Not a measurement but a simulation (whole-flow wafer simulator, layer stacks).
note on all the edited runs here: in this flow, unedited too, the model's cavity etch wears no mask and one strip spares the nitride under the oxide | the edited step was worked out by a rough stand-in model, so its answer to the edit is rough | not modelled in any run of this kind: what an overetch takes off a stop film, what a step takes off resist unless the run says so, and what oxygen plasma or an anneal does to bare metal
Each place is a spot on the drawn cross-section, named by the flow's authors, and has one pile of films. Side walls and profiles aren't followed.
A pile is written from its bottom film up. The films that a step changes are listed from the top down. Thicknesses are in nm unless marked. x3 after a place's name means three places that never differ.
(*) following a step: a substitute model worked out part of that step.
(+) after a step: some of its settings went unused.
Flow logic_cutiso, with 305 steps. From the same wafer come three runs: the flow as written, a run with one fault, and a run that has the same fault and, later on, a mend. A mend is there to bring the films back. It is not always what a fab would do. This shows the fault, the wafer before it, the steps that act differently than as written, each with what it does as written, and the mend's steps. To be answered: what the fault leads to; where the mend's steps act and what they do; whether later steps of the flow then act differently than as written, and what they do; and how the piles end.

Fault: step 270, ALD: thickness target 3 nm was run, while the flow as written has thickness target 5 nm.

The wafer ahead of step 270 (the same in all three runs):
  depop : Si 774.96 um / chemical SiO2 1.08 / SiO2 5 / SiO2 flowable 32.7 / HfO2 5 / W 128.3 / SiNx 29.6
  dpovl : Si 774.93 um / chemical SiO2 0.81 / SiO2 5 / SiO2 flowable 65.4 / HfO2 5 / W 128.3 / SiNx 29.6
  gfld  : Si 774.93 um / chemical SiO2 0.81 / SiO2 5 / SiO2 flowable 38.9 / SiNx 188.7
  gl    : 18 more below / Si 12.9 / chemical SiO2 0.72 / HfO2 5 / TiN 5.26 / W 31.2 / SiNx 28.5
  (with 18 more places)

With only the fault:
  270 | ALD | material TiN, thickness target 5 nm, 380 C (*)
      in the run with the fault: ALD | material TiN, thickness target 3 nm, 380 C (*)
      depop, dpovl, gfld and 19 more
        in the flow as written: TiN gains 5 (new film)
        in the run with the fault: TiN gains 3 (new film)
  Later steps of the flow acting differently than as written:
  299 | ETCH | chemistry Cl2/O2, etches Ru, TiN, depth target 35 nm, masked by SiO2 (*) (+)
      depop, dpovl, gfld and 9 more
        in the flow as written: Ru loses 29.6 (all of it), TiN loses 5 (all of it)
        in the run with the fault: Ru loses 29.6 (all of it), TiN loses 3 (all of it), SiNx loses 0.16
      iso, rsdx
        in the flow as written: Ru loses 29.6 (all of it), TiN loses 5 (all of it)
        in the run with the fault: Ru loses 29.6 (all of it), TiN loses 3 (all of it), SiO2 flowable loses 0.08
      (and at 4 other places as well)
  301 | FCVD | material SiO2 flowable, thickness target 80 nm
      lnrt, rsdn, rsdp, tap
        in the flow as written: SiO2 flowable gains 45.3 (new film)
        in the run with the fault: SiO2 flowable gains 46.7 (new film)
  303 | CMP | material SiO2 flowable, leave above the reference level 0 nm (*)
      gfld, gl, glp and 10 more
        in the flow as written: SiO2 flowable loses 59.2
        in the run with the fault: SiO2 flowable loses 60.5
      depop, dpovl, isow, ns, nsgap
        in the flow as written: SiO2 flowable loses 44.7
        in the run with the fault: SiO2 flowable loses 46.6
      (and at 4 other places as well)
  The piles end different from the flow's at depop, dpovl, gfld and 18 more by more than 2% or 0.5 nm, whichever is larger.
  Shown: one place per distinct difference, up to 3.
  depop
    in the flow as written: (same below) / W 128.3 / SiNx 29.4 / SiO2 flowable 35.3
    in the run with the fault: (same below) / W 128.3 / SiNx 29.2 / SiO2 flowable 33.4
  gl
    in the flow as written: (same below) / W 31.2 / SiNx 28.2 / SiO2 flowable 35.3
    in the run with the fault: (same below) / W 31.2 / SiNx 28.1 / SiO2 flowable 33.4
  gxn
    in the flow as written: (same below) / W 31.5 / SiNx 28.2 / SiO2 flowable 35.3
    in the run with the fault: (same below) / W 31.5 / SiNx 28.1 / SiO2 flowable 33.4

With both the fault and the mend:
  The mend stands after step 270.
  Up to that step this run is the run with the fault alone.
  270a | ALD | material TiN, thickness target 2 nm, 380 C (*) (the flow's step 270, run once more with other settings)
      depop, dpovl, gfld and 19 more
        TiN gains 2
  Later steps of the flow that are run all act as written at every place that is followed.
  The piles end the same as the flow's at every place that both follow.
